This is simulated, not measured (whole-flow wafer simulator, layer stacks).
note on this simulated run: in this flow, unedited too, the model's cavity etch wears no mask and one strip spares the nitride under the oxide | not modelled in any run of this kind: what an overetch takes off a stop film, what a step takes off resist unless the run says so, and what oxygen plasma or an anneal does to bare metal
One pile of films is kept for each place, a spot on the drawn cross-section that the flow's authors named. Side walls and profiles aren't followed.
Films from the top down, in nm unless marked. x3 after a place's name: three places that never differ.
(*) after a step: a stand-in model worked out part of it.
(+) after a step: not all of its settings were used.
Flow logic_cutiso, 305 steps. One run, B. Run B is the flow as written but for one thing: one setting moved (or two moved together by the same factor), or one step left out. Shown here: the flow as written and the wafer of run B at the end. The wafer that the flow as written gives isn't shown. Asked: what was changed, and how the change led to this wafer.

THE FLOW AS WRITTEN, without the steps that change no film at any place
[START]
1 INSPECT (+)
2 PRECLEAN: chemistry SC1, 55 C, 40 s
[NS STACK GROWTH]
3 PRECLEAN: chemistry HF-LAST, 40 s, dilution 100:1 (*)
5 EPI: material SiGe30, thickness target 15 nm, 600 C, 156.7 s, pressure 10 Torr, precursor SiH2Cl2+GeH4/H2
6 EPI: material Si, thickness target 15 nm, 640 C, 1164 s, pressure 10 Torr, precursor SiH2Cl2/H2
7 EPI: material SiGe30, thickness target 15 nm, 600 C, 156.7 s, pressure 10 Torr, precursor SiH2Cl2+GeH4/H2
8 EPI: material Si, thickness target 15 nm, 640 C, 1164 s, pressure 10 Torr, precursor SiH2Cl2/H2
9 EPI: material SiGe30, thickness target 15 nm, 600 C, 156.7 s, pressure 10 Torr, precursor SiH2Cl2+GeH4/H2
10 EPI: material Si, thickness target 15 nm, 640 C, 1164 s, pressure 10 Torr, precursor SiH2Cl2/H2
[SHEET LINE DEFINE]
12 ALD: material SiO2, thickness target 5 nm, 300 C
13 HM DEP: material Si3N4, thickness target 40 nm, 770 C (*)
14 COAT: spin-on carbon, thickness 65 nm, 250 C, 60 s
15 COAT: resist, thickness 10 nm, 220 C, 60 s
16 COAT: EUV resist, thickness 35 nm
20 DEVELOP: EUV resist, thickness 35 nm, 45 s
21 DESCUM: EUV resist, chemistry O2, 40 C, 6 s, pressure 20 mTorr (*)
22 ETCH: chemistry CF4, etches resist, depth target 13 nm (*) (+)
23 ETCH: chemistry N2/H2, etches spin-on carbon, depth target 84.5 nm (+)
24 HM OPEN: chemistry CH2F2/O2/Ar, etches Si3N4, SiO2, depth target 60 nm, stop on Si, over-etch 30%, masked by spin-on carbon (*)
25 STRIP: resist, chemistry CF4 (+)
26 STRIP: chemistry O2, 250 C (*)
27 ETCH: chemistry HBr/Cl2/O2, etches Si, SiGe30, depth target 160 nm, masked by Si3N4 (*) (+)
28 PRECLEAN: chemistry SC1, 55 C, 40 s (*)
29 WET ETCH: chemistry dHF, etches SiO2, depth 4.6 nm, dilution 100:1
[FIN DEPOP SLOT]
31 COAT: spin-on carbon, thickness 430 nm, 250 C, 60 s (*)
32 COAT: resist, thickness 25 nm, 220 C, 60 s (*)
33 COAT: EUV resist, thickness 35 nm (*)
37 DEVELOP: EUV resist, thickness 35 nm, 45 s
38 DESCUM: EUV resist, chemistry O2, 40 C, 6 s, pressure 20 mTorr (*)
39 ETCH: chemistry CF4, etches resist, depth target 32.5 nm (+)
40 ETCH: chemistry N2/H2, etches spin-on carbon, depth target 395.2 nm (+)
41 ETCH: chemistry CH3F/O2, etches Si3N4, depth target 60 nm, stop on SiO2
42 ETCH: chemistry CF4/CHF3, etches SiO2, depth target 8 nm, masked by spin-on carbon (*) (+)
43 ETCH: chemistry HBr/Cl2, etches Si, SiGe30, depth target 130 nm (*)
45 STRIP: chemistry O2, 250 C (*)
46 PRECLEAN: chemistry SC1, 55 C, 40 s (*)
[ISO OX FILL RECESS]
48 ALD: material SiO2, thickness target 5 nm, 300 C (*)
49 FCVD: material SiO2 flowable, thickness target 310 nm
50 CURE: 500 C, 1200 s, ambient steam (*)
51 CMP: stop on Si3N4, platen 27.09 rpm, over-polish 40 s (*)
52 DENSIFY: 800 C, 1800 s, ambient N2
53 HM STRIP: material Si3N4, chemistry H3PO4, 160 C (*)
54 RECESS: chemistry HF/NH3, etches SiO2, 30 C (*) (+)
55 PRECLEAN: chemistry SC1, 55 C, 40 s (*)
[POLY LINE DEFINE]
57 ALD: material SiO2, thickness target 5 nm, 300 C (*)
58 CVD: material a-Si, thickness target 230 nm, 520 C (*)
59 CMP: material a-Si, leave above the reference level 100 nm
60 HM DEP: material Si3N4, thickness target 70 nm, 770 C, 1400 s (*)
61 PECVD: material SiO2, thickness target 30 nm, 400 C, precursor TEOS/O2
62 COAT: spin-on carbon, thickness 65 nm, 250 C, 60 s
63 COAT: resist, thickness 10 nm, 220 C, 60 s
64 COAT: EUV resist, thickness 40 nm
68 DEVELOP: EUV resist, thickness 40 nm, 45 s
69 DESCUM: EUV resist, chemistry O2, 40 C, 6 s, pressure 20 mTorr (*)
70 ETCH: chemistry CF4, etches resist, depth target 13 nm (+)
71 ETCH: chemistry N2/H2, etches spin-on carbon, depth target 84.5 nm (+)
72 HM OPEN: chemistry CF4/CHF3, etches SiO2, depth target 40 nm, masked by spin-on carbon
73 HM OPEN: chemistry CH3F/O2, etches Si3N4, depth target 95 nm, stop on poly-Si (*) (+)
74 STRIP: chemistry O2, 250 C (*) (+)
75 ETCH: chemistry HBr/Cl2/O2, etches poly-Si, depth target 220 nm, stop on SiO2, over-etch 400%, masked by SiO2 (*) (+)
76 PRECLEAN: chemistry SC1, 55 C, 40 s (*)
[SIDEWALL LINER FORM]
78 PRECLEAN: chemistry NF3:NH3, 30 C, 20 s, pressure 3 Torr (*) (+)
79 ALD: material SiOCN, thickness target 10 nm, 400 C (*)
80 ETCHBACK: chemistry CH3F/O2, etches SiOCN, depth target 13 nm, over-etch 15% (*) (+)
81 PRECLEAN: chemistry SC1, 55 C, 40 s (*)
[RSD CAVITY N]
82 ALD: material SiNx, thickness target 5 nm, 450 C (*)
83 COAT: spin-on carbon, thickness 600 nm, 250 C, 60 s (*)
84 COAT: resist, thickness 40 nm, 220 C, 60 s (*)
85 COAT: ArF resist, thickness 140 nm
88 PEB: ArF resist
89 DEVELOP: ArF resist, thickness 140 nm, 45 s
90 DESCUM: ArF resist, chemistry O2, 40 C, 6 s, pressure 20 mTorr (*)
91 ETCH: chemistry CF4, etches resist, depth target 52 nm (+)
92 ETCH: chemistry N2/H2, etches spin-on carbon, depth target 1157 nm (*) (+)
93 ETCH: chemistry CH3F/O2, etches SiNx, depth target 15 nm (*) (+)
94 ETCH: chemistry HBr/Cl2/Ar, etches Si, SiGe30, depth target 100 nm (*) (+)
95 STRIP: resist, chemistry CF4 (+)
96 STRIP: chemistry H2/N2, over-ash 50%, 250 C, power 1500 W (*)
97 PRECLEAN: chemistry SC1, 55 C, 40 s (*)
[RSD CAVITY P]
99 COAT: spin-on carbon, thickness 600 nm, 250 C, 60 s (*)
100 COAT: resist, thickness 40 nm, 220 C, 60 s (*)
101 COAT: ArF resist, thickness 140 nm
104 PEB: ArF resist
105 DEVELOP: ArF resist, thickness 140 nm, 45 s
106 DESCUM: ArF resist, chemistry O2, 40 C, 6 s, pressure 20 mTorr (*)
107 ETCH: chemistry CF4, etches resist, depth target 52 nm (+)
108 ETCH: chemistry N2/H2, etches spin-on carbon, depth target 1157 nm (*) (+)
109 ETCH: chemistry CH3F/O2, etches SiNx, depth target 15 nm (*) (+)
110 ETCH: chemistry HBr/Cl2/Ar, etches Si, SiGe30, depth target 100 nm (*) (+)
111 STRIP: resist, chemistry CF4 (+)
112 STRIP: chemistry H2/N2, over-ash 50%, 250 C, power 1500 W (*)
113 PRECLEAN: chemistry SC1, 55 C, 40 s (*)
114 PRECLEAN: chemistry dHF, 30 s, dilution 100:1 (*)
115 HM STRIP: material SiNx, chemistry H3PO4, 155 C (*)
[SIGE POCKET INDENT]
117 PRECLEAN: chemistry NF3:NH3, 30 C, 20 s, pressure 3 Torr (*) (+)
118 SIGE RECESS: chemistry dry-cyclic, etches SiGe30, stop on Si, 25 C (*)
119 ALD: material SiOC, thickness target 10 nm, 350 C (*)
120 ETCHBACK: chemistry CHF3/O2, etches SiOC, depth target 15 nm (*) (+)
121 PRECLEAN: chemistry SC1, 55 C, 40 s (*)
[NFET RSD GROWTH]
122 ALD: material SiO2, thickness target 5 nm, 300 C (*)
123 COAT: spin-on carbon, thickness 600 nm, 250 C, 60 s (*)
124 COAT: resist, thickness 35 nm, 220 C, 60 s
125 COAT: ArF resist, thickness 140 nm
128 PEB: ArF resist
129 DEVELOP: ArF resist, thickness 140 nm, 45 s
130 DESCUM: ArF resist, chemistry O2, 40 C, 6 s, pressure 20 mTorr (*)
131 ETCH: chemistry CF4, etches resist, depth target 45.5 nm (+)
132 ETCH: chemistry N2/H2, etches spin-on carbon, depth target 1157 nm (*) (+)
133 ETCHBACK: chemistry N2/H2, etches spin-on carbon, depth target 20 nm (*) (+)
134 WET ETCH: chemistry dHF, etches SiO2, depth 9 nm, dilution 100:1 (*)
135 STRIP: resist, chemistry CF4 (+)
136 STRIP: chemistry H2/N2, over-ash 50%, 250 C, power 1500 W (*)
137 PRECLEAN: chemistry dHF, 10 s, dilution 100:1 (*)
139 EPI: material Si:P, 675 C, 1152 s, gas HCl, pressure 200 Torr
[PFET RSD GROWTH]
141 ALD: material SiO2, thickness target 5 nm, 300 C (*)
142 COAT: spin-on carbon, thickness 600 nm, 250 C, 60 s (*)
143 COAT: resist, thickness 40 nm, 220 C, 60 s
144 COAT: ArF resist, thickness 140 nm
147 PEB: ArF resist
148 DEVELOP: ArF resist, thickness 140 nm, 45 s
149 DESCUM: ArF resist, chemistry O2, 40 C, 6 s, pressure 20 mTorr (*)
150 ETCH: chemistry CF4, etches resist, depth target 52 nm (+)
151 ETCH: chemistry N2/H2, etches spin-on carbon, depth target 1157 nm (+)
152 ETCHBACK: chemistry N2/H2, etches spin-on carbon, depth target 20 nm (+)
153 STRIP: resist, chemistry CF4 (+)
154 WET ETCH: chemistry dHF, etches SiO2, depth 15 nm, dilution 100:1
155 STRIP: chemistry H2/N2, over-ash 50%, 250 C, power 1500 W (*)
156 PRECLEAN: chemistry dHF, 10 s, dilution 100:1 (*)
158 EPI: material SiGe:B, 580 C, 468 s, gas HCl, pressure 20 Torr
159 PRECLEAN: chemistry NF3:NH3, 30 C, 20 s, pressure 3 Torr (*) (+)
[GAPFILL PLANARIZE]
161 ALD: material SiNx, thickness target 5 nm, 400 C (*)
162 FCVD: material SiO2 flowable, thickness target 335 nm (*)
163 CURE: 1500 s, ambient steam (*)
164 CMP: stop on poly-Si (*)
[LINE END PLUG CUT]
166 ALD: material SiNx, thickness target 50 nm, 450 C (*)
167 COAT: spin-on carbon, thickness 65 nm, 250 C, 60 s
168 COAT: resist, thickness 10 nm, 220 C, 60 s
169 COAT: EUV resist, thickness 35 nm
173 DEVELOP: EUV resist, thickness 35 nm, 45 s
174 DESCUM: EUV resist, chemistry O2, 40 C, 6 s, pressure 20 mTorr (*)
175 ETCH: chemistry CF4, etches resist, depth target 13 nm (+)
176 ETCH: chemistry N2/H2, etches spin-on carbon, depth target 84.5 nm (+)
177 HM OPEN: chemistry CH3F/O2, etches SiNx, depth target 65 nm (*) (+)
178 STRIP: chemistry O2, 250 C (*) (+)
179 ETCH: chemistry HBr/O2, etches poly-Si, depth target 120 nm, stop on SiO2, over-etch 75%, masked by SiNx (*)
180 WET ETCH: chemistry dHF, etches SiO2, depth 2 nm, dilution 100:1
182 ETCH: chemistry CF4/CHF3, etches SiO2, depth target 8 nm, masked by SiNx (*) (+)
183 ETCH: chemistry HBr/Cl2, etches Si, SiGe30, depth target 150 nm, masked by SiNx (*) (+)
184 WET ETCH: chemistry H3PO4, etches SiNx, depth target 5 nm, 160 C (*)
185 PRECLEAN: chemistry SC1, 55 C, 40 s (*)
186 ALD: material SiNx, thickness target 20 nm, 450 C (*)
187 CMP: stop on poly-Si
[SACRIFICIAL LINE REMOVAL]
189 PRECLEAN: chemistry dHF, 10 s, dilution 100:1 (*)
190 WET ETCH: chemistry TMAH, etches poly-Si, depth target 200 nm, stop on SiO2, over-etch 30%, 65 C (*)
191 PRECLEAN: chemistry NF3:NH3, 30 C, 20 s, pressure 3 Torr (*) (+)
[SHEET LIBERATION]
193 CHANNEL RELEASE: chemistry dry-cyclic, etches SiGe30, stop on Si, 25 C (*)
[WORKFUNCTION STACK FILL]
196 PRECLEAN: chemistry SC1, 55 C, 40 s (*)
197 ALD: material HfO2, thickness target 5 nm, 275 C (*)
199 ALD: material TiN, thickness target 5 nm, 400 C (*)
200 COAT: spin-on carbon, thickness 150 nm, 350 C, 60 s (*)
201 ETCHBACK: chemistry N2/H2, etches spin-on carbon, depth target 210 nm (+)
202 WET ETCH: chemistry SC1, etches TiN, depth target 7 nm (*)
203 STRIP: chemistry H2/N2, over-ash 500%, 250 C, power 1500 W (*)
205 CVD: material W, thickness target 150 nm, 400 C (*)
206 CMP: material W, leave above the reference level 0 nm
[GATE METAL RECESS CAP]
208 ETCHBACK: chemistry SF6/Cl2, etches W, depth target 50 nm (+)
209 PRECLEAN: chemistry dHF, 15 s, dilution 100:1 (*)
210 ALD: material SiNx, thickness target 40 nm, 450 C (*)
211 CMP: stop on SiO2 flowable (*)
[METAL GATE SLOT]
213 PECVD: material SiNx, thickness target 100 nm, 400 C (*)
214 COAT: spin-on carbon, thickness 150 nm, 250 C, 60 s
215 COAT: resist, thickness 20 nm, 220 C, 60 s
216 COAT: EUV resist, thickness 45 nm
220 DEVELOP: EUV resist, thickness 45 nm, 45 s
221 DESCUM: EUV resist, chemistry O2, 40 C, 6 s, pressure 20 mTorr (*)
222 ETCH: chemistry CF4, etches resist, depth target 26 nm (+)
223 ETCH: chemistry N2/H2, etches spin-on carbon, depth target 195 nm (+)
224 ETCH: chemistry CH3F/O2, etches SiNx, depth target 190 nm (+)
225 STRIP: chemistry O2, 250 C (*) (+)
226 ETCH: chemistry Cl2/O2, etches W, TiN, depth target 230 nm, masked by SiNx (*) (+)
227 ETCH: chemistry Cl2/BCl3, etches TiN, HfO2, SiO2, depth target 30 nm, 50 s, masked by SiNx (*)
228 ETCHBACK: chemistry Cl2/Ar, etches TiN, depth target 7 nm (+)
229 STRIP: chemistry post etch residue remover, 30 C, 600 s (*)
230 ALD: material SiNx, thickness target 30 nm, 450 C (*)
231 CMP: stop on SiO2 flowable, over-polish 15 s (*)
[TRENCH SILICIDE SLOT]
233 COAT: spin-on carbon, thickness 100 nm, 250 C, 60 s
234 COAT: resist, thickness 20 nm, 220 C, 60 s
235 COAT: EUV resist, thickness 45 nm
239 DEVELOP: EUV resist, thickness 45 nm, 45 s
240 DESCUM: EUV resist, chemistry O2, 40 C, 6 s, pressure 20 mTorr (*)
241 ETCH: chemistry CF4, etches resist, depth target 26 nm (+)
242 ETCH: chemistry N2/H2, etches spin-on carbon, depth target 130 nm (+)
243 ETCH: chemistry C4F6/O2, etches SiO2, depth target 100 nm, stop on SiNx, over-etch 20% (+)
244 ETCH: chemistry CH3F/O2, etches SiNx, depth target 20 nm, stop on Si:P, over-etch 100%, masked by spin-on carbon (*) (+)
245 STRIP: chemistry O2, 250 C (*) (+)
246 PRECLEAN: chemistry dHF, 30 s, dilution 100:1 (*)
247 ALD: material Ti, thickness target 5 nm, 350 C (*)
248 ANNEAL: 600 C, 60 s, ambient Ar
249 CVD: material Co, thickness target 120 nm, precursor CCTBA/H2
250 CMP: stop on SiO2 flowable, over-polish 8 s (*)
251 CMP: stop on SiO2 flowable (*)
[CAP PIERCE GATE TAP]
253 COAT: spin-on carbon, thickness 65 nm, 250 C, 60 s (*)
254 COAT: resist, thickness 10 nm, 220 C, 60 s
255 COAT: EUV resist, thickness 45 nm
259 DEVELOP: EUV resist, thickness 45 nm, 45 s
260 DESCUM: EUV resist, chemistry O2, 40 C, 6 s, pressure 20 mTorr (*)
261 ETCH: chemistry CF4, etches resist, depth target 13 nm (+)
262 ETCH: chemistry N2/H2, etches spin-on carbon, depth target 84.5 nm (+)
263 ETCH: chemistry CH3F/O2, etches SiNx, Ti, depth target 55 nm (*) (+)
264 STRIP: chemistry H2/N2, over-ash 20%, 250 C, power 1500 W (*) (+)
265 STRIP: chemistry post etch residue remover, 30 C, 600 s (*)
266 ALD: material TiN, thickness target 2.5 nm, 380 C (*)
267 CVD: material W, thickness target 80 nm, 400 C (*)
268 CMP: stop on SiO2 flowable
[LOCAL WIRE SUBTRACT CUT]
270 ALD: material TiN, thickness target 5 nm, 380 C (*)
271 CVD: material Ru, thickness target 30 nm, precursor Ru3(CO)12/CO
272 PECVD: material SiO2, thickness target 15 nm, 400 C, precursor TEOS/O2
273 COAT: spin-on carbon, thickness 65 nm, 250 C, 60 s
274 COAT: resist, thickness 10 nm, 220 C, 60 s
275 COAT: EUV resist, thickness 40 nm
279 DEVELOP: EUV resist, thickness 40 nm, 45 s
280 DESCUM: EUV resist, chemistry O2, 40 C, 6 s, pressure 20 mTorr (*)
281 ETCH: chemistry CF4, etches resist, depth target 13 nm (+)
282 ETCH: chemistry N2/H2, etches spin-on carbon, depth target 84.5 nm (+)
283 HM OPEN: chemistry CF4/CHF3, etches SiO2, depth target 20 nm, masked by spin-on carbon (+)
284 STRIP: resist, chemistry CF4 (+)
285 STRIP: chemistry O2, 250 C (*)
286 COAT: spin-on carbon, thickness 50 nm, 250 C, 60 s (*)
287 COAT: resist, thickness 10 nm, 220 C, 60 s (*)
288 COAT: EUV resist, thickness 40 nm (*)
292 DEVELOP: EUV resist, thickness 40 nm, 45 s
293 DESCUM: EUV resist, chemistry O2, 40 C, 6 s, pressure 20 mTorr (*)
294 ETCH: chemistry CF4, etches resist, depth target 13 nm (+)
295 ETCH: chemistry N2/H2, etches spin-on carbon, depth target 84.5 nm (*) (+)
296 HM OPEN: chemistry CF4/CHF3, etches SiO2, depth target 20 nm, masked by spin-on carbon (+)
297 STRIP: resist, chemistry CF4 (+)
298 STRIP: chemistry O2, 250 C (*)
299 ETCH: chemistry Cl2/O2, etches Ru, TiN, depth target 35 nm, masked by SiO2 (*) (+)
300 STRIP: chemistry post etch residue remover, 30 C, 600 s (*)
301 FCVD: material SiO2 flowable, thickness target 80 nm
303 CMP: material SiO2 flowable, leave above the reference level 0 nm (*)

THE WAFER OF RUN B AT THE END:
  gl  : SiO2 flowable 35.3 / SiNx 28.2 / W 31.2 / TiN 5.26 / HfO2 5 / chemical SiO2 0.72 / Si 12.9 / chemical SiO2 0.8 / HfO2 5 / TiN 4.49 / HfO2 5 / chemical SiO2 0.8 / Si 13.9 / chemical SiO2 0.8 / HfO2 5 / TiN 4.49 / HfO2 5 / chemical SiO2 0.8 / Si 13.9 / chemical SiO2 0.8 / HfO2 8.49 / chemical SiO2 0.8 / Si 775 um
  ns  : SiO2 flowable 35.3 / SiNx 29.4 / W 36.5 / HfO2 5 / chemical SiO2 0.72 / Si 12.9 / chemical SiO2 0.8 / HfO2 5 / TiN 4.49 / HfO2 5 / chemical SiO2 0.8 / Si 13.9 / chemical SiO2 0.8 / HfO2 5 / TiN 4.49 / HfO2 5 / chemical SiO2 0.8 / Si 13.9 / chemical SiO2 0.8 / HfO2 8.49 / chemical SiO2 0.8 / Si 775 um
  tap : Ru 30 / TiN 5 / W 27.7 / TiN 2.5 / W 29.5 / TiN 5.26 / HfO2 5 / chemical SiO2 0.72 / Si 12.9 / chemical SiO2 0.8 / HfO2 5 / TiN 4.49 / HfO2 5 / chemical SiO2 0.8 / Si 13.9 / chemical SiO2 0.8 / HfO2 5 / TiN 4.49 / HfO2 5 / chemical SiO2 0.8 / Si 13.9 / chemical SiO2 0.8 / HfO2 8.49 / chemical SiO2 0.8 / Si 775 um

The cause: step 5, EPI: thickness target 9 nm was run, where the flow has thickness target 15 nm; step 5, EPI: 94 s was run, where the flow has 156.7 s.

How the change led to this, step by step:
  5 EPI: material SiGe30, thickness target 15 nm, 600 C, 156.7 s, pressure 10 Torr, precursor SiH2Cl2+GeH4/H2
      depop, dpovl, gfld and 19 more: SiGe30 +9 (new film) (as written it would be: SiGe30 +15 (new film))
  27 ETCH: chemistry HBr/Cl2/O2, etches Si, SiGe30, depth target 160 nm, masked by Si3N4 (*) (+)
      gfld, gxf, iso, lnri: chemical SiO2 -0.79 (all of it), Si -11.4 (all of it), SiGe30 -15 (all of it), Si -15 (all of it), SiGe30 -15 (all of it), Si -15 (all of it), SiGe30 -9 (all of it), Si -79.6 (as written it would be: chemical SiO2 -0.79 (all of it), Si -11.4 (all of it), SiGe30 -15 (all of it), Si -15 (all of it), SiGe30 -15 (all of it), Si -15 (all of it), SiGe30 -15 (all of it), Si -73.6)
      dpovl, nsgap: chemical SiO2 -0.79 (all of it), Si -11.8 (all of it), SiGe30 -15 (all of it), Si -15 (all of it), SiGe30 -15 (all of it), Si -15 (all of it), SiGe30 -9 (all of it), Si -79.2 (as written it would be: chemical SiO2 -0.79 (all of it), Si -11.8 (all of it), SiGe30 -15 (all of it), Si -15 (all of it), SiGe30 -15 (all of it), Si -15 (all of it), SiGe30 -15 (all of it), Si -73.2)
      (and at 1 more place)
  43 ETCH: chemistry HBr/Cl2, etches Si, SiGe30, depth target 130 nm (*)
      depop: Si -14 (all of it), SiGe30 -15 (all of it), Si -15 (all of it), SiGe30 -15 (all of it), Si -15 (all of it), SiGe30 -9 (all of it), Si -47 (as written it would be: Si -14 (all of it), SiGe30 -15 (all of it), Si -15 (all of it), SiGe30 -15 (all of it), Si -15 (all of it), SiGe30 -15 (all of it), Si -41)
  94 ETCH: chemistry HBr/Cl2/Ar, etches Si, SiGe30, depth target 100 nm (*) (+)
      rsdn, rsdx: chemical SiO2 -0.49 (all of it), Si -12.8 (all of it), SiGe30 -15 (all of it), Si -15 (all of it), SiGe30 -15 (all of it), Si -15 (all of it), SiGe30 -9 (all of it), Si -18.2 (as written it would be: chemical SiO2 -0.49 (all of it), Si -12.8 (all of it), SiGe30 -15 (all of it), Si -15 (all of it), SiGe30 -15 (all of it), Si -15 (all of it), SiGe30 -15 (all of it), Si -12.2)
  110 ETCH: chemistry HBr/Cl2/Ar, etches Si, SiGe30, depth target 100 nm (*) (+)
      rsdp, rsdw: chemical SiO2 -0.49 (all of it), Si -12.8 (all of it), SiGe30 -15 (all of it), Si -15 (all of it), SiGe30 -15 (all of it), Si -15 (all of it), SiGe30 -9 (all of it), Si -18.2 (as written it would be: chemical SiO2 -0.49 (all of it), Si -12.8 (all of it), SiGe30 -15 (all of it), Si -15 (all of it), SiGe30 -15 (all of it), Si -15 (all of it), SiGe30 -15 (all of it), Si -12.2)
  118 SIGE RECESS: chemistry dry-cyclic, etches SiGe30, stop on Si, 25 C (*)
      lnr, lnrp, lnrt: SiOCN -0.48, Si -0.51, cavity +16 (new film), SiGe30 -15 (all of it), Si -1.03, cavity +16 (new film), SiGe30 -15 (all of it), Si -1.03, cavity +10 (new film), SiGe30 -9 (all of it), Si -0.51 (as written it would be: SiOCN -0.48, Si -0.51, cavity +16 (new film), SiGe30 -15 (all of it), Si -1.03, cavity +16 (new film), SiGe30 -15 (all of it), Si -1.03, cavity +16 (new film), SiGe30 -15 (all of it), Si -0.51)
  119 ALD: material SiOC, thickness target 10 nm, 350 C (*)
      lnr, lnrp, lnrt: SiOC +10 (new film), SiOC +16 (new film), cavity -16 (all of it), SiOC +16 (new film), cavity -16 (all of it), SiOC +10 (new film), cavity -10 (all of it) (as written it would be: SiOC +10 (new film), SiOC +16 (new film), cavity -16 (all of it), SiOC +16 (new film), cavity -16 (all of it), SiOC +16 (new film), cavity -16 (all of it))
  183 ETCH: chemistry HBr/Cl2, etches Si, SiGe30, depth target 150 nm, masked by SiNx (*) (+)
      plug: Si -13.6 (all of it), SiGe30 -15 (all of it), Si -15 (all of it), SiGe30 -15 (all of it), Si -15 (all of it), SiGe30 -9 (all of it), Si -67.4 (as written it would be: Si -13.6 (all of it), SiGe30 -15 (all of it), Si -15 (all of it), SiGe30 -15 (all of it), Si -15 (all of it), SiGe30 -15 (all of it), Si -61.4)
  193 CHANNEL RELEASE: chemistry dry-cyclic, etches SiGe30, stop on Si, 25 C (*)
      gl, glp, gxn, gxp, ns, tap: chemical SiO2 +0.8 (new film), Si -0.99, chemical SiO2 +0.8 (new film), cavity +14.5 (new film), chemical SiO2 +0.8 (new film), SiGe30 -15 (all of it), Si -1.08, chemical SiO2 +0.8 (new film), cavity +14.5 (new film), chemical SiO2 +0.8 (new film), SiGe30 -15 (all of it), Si -1.08, chemical SiO2 +0.8 (new film), cavity +8.49 (new film), chemical SiO2 +0.8 (new film), SiGe30 -9 (all of it), Si -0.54 (as written it would be: chemical SiO2 +0.8 (new film), Si -0.99, chemical SiO2 +0.8 (new film), cavity +14.5 (new film), chemical SiO2 +0.8 (new film), SiGe30 -15 (all of it), Si -1.08, chemical SiO2 +0.8 (new film), cavity +14.5 (new film), chemical SiO2 +0.8 (new film), SiGe30 -15 (all of it), Si -1.08, chemical SiO2 +0.8 (new film), cavity +14.5 (new film), chemical SiO2 +0.8 (new film), SiGe30 -15 (all of it), Si -0.54)
  197 ALD: material HfO2, thickness target 5 nm, 275 C (*)
      gl, glp, gxn, gxp, ns, tap: HfO2 +5 (new film), HfO2 +5 (new film), cavity -10, HfO2 +5 (new film), HfO2 +5 (new film), cavity -10, HfO2 +5 (new film), HfO2 +8.49 (new film), cavity -8.49 (all of it) (as written it would be: HfO2 +5 (new film), HfO2 +5 (new film), cavity -10, HfO2 +5 (new film), HfO2 +5 (new film), cavity -10, HfO2 +5 (new film), HfO2 +5 (new film), cavity -10, HfO2 +5 (new film))
  199 ALD: material TiN, thickness target 5 nm, 400 C (*)
      gl, glp, tap: TiN +5.26 (new film), TiN +4.49 (new film), cavity -4.49 (all of it), TiN +4.49 (new film), cavity -4.49 (all of it) (as written it would be: TiN +5.26 (new film), TiN +4.49 (new film), cavity -4.49 (all of it), TiN +4.49 (new film), cavity -4.49 (all of it), TiN +4.49 (new film), cavity -4.49 (all of it))
      gxn, gxp, ns: TiN +5 (new film), TiN +4.49 (new film), cavity -4.49 (all of it), TiN +4.49 (new film), cavity -4.49 (all of it) (as written it would be: TiN +5 (new film), TiN +4.49 (new film), cavity -4.49 (all of it), TiN +4.49 (new film), cavity -4.49 (all of it), TiN +4.49 (new film), cavity -4.49 (all of it))
Counting metal films that touch as one body, gl has 3 bodies (between them, from the top down: HfO2 5 / chemical SiO2 0.72 / Si 12.9 / chemical SiO2 0.8 / HfO2 5; HfO2 5 / chemical SiO2 0.8 / Si 13.9 / chemical SiO2 0.8 / HfO2 5); the flow as written gives 4 bodies (between them, from the top down: HfO2 5 / chemical SiO2 0.72 / Si 12.9 / chemical SiO2 0.8 / HfO2 5; HfO2 5 / chemical SiO2 0.8 / Si 13.9 / chemical SiO2 0.8 / HfO2 5; HfO2 5 / chemical SiO2 0.8 / Si 13.9 / chemical SiO2 0.8 / HfO2 5).
Counting metal films that touch as one body, ns has 3 bodies (between them, from the top down: HfO2 5 / chemical SiO2 0.72 / Si 12.9 / chemical SiO2 0.8 / HfO2 5; HfO2 5 / chemical SiO2 0.8 / Si 13.9 / chemical SiO2 0.8 / HfO2 5); the flow as written gives 4 bodies (between them, from the top down: HfO2 5 / chemical SiO2 0.72 / Si 12.9 / chemical SiO2 0.8 / HfO2 5; HfO2 5 / chemical SiO2 0.8 / Si 13.9 / chemical SiO2 0.8 / HfO2 5; HfO2 5 / chemical SiO2 0.8 / Si 13.9 / chemical SiO2 0.8 / HfO2 5).
Counting metal films that touch as one body, tap has 3 bodies (between them, from the top down: HfO2 5 / chemical SiO2 0.72 / Si 12.9 / chemical SiO2 0.8 / HfO2 5; HfO2 5 / chemical SiO2 0.8 / Si 13.9 / chemical SiO2 0.8 / HfO2 5); the flow as written gives 4 bodies (between them, from the top down: HfO2 5 / chemical SiO2 0.72 / Si 12.9 / chemical SiO2 0.8 / HfO2 5; HfO2 5 / chemical SiO2 0.8 / Si 13.9 / chemical SiO2 0.8 / HfO2 5; HfO2 5 / chemical SiO2 0.8 / Si 13.9 / chemical SiO2 0.8 / HfO2 5).
